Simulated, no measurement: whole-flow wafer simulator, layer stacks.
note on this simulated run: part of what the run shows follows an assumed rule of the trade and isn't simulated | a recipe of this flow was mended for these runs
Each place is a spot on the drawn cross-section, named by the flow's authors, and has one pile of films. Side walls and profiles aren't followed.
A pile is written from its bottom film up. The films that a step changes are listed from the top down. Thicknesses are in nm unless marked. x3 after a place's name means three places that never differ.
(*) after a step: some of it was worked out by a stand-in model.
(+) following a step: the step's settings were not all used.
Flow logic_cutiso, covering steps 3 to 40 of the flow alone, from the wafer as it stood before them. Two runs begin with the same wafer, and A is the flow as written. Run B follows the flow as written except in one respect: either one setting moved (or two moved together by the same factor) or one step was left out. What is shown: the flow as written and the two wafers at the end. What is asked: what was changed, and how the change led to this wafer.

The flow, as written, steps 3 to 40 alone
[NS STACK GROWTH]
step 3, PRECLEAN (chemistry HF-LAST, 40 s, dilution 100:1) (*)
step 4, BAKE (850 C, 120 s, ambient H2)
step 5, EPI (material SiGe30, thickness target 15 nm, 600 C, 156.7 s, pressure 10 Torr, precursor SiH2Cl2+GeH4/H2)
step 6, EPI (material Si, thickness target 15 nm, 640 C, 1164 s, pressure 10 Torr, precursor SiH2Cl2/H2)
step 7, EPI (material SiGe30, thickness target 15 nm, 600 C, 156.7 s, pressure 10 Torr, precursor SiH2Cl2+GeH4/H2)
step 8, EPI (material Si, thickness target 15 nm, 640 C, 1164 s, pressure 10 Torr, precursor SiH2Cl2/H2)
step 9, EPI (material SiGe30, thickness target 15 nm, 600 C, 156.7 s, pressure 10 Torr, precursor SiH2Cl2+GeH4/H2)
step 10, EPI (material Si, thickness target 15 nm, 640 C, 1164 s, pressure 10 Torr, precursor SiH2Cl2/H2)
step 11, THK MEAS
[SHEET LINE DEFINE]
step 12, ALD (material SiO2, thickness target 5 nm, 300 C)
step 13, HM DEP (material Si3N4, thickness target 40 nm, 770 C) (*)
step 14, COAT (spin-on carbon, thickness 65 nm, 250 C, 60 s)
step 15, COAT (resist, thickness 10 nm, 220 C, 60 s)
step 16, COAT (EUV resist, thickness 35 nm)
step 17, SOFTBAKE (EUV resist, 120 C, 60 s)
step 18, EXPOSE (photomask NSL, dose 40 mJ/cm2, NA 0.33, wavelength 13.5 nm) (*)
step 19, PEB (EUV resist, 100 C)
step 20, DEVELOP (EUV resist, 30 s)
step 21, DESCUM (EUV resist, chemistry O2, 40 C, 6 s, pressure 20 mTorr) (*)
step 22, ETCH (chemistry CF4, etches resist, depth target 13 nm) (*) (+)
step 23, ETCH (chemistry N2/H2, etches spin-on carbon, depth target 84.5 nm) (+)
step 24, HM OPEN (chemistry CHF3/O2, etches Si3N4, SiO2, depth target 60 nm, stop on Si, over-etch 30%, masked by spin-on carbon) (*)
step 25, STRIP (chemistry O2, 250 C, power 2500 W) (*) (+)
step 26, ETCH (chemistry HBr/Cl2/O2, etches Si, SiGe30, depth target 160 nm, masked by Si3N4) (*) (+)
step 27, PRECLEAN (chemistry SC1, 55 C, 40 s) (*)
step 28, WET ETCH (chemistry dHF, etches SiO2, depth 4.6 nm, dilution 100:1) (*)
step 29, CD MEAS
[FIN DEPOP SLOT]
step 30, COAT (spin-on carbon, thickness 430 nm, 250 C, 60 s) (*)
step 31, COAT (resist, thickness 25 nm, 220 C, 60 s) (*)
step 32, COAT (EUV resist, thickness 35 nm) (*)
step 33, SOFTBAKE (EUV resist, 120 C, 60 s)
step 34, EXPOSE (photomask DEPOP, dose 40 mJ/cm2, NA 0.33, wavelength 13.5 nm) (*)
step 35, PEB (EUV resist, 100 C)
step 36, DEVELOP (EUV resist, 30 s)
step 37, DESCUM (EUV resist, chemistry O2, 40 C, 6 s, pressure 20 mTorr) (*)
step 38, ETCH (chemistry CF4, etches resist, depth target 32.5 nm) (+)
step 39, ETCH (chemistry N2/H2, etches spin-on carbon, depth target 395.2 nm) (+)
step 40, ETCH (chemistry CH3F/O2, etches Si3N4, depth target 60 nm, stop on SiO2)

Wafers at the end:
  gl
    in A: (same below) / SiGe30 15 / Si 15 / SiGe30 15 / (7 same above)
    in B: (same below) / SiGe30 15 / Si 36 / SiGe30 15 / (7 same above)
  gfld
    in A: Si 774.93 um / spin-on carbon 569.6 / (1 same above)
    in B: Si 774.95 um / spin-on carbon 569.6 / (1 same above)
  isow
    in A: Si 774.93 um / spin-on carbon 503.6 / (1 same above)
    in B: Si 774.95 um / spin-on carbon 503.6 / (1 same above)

The reason: step 6, EPI: thickness target 36 nm was run, whereas the flow has thickness target 15 nm; step 6, EPI: 2795 s was run, where the flow has 1164 s.
One can read it off the wafer: gl has Si 36, and step 6 as written asks for 15 nm.

The path from the change to this, step by step:
  step 6, EPI (material Si, thickness target 15 nm, 640 C, 1164 s, pressure 10 Torr, precursor SiH2Cl2/H2)
      depop, dpovl, gfld and 19 more: A +15 Si (new film) | B +36 Si (new film)
  step 26, ETCH (chemistry HBr/Cl2/O2, etches Si, SiGe30, depth target 160 nm, masked by Si3N4) (*) (+)
      dpovl, gfld, gxf, iso, isow, lnri, nsgap: A -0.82 chemical SiO2 (all of it), -12 Si (all of it), -15 SiGe30 (all of it), -15 Si (all of it), -15 SiGe30 (all of it), -15 Si (all of it), -15 SiGe30 (all of it), -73 Si | B -0.82 chemical SiO2 (all of it), -12 Si (all of it), -15 SiGe30 (all of it), -15 Si (all of it), -15 SiGe30 (all of it), -36 Si (all of it), -15 SiGe30 (all of it), -52 Si
